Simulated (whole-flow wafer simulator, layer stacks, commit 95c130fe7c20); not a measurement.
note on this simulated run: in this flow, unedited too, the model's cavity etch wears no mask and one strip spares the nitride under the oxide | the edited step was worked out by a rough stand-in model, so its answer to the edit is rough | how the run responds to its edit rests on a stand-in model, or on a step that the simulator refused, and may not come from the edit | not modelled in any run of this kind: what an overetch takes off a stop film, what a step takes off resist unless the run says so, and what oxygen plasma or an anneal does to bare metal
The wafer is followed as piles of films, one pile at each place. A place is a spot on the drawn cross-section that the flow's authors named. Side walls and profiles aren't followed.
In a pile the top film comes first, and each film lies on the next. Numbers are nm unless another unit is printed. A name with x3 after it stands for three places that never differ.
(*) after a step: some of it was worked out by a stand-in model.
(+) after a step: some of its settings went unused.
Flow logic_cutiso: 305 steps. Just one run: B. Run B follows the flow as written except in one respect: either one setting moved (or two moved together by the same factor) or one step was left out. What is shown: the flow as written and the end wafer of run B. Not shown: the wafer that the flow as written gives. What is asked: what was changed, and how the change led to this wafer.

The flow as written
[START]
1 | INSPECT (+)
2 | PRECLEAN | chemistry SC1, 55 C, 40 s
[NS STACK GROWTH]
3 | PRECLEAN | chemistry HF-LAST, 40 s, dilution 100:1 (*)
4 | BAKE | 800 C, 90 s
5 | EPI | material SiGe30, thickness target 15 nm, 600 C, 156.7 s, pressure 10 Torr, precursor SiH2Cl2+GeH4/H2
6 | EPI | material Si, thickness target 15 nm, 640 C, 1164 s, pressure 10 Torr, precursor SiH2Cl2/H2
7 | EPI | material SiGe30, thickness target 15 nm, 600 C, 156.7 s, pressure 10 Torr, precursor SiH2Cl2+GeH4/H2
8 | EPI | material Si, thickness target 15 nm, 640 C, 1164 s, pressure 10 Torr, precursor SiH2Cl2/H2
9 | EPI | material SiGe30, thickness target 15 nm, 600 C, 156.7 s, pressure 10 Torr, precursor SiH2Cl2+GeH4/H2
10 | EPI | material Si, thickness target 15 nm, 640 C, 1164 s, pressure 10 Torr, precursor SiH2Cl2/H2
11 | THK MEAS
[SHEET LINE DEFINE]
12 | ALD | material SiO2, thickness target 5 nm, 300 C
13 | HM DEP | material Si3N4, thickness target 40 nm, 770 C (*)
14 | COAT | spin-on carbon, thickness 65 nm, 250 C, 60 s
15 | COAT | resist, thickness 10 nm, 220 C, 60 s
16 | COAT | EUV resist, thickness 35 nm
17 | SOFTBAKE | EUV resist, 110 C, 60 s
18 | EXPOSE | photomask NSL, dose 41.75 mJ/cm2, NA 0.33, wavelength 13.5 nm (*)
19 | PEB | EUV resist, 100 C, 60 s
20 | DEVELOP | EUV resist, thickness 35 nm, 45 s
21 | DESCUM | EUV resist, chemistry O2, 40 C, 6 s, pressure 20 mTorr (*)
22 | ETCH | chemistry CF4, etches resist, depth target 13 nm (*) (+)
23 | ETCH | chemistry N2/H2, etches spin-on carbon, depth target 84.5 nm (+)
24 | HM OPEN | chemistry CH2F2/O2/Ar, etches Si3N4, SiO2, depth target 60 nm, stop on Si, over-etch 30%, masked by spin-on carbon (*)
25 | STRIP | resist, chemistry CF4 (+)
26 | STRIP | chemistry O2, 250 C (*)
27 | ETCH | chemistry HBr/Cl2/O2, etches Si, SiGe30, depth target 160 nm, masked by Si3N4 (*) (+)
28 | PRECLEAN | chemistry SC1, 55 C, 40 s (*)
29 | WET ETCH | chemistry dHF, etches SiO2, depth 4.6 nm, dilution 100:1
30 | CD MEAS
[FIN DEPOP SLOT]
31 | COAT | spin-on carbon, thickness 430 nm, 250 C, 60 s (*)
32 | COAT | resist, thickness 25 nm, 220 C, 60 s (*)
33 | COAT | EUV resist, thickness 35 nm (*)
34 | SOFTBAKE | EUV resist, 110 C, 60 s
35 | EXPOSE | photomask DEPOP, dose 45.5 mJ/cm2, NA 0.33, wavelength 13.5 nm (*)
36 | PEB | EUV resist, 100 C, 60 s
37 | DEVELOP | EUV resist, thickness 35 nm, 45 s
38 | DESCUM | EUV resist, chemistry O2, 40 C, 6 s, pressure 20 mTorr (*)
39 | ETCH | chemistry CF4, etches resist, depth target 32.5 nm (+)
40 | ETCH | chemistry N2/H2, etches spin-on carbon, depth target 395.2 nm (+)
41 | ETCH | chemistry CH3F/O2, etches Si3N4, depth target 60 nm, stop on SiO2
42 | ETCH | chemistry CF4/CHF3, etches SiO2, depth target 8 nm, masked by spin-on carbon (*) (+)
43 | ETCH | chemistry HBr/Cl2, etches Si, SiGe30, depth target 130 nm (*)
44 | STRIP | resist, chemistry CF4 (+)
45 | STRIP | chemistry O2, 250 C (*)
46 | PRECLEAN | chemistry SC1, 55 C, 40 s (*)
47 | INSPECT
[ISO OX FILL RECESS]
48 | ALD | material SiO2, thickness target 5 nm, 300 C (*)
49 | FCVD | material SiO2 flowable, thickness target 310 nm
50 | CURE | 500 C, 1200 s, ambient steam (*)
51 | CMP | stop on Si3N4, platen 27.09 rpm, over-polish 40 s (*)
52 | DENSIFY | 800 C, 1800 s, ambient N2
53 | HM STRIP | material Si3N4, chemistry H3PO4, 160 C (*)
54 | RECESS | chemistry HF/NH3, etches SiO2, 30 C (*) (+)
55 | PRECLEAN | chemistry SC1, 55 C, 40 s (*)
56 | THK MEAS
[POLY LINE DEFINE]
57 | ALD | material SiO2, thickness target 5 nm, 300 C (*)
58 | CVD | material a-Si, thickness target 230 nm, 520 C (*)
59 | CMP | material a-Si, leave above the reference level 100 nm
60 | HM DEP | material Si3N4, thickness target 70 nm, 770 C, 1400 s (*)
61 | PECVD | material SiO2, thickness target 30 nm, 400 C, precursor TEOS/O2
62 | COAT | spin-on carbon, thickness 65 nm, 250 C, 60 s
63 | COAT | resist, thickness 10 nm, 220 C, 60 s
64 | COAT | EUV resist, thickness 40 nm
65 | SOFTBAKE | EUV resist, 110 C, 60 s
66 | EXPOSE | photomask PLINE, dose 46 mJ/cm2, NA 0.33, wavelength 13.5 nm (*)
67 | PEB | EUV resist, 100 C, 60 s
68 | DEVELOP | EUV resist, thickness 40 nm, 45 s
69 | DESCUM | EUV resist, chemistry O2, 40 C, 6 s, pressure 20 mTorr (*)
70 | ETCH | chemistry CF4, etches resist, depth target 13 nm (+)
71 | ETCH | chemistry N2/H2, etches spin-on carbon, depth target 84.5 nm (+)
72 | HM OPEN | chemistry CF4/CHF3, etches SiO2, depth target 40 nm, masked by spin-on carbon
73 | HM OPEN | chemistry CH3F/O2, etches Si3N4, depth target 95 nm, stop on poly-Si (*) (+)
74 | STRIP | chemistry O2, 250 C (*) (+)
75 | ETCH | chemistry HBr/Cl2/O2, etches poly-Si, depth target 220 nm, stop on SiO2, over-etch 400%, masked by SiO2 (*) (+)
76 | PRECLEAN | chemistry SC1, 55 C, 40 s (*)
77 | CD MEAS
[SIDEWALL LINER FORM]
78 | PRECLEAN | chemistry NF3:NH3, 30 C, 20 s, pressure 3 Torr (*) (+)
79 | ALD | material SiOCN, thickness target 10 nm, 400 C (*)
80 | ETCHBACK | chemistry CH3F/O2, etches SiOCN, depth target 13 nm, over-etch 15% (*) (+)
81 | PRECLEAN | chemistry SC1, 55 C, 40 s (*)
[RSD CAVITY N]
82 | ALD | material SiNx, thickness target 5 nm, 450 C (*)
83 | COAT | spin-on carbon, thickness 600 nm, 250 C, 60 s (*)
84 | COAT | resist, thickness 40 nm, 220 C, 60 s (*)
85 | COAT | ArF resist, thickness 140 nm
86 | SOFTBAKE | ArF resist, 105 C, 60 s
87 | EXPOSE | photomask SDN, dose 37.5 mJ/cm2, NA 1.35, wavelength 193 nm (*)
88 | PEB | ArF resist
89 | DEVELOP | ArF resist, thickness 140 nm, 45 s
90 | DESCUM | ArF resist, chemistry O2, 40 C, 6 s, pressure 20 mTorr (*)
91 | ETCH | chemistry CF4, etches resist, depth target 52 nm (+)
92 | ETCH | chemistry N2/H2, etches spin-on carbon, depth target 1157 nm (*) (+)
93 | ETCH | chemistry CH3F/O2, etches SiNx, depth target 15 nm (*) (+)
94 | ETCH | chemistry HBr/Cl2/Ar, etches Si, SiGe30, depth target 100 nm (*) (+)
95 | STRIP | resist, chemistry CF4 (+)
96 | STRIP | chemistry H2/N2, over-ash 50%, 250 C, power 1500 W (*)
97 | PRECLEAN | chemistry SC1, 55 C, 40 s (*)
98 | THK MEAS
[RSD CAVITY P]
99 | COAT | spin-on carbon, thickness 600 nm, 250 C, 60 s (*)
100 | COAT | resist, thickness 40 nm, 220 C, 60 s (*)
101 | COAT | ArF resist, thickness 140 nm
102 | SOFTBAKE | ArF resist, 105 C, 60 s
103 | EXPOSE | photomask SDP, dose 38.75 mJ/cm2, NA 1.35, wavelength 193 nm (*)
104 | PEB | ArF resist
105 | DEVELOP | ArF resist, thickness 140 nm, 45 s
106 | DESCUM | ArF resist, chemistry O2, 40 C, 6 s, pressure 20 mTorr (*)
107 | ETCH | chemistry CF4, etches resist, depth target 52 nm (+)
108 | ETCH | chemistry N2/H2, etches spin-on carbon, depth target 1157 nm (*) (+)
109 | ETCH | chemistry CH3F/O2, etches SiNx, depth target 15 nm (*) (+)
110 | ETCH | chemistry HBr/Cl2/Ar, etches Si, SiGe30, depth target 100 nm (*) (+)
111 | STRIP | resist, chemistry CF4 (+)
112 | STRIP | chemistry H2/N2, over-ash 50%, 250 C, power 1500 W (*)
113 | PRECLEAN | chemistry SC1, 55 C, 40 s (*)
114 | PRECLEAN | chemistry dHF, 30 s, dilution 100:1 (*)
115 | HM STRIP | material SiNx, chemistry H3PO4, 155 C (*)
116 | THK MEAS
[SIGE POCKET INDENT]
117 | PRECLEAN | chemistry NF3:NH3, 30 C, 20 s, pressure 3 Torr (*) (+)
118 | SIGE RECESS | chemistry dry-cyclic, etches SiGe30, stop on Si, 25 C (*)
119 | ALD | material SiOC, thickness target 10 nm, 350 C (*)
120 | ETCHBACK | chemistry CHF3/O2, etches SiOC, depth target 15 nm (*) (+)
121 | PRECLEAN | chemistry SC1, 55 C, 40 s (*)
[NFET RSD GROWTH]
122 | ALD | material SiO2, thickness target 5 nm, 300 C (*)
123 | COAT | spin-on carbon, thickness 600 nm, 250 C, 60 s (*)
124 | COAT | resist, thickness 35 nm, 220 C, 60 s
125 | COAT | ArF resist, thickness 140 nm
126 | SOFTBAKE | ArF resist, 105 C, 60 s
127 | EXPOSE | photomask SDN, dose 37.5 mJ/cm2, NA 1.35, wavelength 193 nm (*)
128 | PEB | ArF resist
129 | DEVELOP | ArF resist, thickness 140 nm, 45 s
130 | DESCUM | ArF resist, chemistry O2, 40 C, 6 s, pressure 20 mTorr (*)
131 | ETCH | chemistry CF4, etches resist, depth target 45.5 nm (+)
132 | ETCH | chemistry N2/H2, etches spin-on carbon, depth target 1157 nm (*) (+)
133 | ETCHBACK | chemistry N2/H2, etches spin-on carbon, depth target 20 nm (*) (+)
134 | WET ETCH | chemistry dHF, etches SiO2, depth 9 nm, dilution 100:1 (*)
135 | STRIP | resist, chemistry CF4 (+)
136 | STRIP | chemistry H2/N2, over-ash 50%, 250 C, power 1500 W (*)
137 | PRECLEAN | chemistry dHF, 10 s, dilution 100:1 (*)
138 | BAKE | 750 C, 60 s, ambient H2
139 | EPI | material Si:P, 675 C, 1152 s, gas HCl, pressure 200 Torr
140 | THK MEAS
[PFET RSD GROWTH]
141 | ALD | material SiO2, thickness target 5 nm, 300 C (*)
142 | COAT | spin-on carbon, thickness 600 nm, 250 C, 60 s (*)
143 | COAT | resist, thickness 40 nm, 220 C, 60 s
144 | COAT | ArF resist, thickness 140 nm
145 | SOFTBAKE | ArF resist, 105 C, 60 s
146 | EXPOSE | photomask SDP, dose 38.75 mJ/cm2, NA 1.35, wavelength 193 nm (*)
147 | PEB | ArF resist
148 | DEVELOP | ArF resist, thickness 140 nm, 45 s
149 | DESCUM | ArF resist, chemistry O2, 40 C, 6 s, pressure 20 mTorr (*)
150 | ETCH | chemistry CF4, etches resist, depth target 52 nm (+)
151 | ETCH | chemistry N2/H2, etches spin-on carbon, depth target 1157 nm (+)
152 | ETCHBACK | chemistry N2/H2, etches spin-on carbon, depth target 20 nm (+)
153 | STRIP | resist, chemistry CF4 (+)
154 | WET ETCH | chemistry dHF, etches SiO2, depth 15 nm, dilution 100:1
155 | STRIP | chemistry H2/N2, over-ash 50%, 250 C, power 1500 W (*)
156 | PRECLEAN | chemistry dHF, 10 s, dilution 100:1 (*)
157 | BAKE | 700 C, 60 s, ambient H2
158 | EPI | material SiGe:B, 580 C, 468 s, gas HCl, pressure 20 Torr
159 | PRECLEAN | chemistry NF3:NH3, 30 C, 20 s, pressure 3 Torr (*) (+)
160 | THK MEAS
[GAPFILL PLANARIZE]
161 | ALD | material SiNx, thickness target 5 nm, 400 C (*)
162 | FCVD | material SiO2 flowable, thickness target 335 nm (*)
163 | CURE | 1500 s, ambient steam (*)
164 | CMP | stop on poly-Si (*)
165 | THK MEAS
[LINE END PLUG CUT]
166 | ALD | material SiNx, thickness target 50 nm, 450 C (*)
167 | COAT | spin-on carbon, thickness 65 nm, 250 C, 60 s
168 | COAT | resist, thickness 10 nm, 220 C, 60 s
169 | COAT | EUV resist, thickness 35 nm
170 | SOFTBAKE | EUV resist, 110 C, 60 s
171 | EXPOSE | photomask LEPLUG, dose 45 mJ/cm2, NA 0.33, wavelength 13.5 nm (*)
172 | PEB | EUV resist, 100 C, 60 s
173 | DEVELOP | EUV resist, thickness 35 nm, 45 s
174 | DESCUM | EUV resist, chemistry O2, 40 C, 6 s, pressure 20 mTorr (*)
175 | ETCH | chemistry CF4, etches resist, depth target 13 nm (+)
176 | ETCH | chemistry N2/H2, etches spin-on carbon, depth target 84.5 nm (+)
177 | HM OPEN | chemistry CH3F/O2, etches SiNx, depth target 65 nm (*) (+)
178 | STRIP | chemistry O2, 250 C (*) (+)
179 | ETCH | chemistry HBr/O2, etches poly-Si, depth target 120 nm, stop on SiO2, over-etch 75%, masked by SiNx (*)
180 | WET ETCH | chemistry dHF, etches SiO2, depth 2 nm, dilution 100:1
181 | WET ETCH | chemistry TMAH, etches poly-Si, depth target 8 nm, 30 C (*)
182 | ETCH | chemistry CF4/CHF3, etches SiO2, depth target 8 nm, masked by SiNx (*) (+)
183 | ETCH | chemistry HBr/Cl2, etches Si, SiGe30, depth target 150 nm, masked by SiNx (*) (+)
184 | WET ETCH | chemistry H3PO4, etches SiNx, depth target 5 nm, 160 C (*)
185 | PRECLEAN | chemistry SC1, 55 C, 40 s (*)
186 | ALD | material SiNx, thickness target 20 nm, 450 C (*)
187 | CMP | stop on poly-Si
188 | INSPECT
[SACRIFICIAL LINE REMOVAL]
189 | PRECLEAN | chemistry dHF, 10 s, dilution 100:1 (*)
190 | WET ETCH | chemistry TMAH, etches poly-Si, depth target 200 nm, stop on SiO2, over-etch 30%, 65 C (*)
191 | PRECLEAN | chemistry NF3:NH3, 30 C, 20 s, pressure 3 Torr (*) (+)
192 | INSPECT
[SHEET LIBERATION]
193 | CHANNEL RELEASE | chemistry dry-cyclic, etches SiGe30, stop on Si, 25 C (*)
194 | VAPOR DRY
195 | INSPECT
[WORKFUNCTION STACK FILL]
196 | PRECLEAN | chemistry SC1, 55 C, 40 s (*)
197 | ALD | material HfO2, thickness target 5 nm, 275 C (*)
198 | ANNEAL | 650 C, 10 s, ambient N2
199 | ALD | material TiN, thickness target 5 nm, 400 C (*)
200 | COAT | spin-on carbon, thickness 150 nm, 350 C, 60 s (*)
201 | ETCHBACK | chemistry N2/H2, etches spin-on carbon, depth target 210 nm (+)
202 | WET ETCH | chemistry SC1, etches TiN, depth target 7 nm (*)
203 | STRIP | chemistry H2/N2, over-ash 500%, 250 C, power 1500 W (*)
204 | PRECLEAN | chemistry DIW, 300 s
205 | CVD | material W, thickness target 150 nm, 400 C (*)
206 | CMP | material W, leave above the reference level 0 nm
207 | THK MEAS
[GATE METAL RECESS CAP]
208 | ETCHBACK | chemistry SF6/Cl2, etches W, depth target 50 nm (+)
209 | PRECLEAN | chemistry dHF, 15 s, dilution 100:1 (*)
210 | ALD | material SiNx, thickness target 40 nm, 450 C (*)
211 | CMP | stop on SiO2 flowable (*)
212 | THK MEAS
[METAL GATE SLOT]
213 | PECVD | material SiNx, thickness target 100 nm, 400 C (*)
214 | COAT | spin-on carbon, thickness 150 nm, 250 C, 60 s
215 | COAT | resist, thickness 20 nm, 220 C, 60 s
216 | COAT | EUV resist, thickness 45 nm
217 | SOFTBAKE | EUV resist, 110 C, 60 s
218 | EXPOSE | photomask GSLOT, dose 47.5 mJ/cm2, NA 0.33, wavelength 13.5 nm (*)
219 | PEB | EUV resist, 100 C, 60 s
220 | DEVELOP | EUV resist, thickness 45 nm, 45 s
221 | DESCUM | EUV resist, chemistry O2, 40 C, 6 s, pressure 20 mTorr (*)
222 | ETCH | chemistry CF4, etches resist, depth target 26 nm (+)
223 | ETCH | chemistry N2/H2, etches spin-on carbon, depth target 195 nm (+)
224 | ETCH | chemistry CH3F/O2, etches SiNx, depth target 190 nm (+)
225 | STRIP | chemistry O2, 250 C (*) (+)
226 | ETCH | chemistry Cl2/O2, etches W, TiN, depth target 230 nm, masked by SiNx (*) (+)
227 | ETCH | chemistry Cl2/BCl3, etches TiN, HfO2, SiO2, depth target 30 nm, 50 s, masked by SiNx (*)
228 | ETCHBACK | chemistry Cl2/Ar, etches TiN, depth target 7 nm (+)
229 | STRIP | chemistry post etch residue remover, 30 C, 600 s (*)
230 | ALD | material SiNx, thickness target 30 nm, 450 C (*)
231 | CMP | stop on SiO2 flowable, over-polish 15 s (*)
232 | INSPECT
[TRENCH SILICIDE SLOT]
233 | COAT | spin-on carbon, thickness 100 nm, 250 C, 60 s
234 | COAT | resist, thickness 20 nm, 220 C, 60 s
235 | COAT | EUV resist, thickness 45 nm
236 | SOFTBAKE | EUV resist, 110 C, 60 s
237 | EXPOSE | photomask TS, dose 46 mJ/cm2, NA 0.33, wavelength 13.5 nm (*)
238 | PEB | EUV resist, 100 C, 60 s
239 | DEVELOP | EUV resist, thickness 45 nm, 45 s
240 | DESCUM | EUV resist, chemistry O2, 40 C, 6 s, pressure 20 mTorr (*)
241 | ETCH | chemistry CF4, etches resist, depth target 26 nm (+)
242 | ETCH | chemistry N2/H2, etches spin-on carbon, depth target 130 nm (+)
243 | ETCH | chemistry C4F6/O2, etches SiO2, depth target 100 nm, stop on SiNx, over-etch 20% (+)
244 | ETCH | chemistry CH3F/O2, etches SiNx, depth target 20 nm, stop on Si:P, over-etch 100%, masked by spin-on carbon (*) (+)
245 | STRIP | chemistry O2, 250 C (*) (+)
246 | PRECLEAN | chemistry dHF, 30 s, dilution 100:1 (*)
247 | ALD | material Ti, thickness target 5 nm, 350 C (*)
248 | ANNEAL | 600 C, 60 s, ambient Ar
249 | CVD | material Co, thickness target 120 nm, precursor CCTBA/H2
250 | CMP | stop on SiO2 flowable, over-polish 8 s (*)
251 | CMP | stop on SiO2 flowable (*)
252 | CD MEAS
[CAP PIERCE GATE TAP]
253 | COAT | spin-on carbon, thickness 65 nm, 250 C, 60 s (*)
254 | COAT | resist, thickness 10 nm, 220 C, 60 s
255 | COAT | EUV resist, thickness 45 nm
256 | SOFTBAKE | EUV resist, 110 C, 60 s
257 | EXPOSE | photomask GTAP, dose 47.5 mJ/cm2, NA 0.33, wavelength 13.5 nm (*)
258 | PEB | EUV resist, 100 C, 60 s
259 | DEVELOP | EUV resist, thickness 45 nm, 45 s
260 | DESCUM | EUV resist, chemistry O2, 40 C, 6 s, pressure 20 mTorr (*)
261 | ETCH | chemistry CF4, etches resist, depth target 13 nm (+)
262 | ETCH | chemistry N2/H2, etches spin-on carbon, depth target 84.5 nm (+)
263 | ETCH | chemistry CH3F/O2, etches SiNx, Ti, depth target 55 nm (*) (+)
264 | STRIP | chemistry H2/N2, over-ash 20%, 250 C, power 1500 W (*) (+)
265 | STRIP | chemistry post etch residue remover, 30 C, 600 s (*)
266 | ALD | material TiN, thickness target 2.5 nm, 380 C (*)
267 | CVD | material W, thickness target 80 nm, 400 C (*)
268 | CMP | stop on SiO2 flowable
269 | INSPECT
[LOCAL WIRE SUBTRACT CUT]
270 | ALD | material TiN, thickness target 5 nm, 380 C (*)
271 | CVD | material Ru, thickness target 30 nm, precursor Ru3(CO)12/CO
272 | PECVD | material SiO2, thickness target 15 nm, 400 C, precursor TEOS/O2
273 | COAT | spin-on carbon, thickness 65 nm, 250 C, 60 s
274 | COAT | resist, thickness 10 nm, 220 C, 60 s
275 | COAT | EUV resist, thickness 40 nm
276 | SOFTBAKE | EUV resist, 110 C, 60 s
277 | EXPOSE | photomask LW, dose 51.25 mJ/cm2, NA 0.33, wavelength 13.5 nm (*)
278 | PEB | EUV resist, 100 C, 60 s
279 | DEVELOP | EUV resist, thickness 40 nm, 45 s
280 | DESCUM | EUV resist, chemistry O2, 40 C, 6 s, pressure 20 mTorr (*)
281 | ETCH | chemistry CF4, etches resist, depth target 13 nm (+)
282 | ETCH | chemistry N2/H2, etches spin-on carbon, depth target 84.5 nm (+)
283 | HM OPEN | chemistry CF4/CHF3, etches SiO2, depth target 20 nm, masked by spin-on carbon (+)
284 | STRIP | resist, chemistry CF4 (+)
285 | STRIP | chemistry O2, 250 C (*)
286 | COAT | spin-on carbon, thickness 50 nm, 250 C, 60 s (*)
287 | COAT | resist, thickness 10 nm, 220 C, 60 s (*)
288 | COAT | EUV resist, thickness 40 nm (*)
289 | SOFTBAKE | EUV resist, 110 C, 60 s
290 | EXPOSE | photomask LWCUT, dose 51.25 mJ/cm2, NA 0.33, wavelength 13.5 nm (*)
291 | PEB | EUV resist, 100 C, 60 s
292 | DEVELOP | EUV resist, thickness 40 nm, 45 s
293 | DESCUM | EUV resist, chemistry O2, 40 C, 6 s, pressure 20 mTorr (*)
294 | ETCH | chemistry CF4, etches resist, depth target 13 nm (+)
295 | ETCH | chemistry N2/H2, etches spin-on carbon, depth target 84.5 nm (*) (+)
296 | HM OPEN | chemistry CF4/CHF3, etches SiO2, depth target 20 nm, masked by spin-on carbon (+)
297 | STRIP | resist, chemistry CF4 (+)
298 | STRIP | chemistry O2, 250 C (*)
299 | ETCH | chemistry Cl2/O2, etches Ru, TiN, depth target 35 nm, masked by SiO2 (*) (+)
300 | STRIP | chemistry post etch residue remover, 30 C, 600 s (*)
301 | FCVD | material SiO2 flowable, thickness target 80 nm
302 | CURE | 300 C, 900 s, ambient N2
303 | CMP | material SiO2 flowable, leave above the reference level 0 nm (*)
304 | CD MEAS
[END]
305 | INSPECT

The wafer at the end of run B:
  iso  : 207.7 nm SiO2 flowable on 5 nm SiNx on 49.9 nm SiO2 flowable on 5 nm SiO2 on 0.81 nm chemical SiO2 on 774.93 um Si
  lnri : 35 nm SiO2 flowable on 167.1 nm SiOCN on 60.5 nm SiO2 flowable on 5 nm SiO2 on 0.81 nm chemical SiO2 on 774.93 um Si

Cause: step 119, ALD: thickness target 8 nm was run, though the flow has thickness target 10 nm.

How this came from the change, step by step:
  119 | ALD | material SiOC, thickness target 10 nm, 350 C (*)
      depop, dpovl, gfld and 14 more: +8 SiOC (new film) (in the flow as written it would be: +10 SiOC (new film))
      lnr, lnrp, lnrt: +8 SiOC (new film), +16 SiOC (new film), -16 cavity (all of it), +16 SiOC (new film), -16 cavity (all of it), +16 SiOC (new film), -16 cavity (all of it) (in the flow as written it would be: +10 SiOC (new film), +16 SiOC (new film), -16 cavity (all of it), +16 SiOC (new film), -16 cavity (all of it), +16 SiOC (new film), -16 cavity (all of it))
      (and at 2 other places as well)
  120 | ETCHBACK | chemistry CHF3/O2, etches SiOC, depth target 15 nm (*) (+)
      gxn: -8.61 SiOC (all of it), -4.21 SiO2 (all of it), -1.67 Si3N4 (in the flow as written it would be: -11 SiOC (all of it), -4.21 SiO2 (all of it))
      gxp: -8.58 SiOC (all of it), -4.25 SiO2 (all of it), -1.67 Si3N4 (in the flow as written it would be: -11 SiOC (all of it), -4.25 SiO2 (all of it))
      (and at 20 other places as well)
  141 | ALD | material SiO2, thickness target 5 nm, 300 C (*)
      gxn: +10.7 SiO2 (new film) (in the flow as written it would be: +10.1 SiO2 (new film))
  164 | CMP | stop on poly-Si (*)
      depop, dpovl, isow, ns, nsgap: -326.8 SiO2 flowable (all of it), -5 SiNx (all of it), -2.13 SiO2 (all of it), -70 Si3N4 (all of it) (in the flow as written it would be: -326.8 SiO2 flowable (all of it), -5 SiNx (all of it), -4.13 SiO2 (all of it), -70 Si3N4 (all of it))
      gxf, plug: -253.1 SiO2 flowable (all of it), -5 SiNx (all of it), -2.13 SiO2 (all of it), -70 Si3N4 (all of it) (in the flow as written it would be: -251.9 SiO2 flowable (all of it), -5 SiNx (all of it), -4.13 SiO2 (all of it), -70 Si3N4 (all of it))
      (and at 6 other places as well)
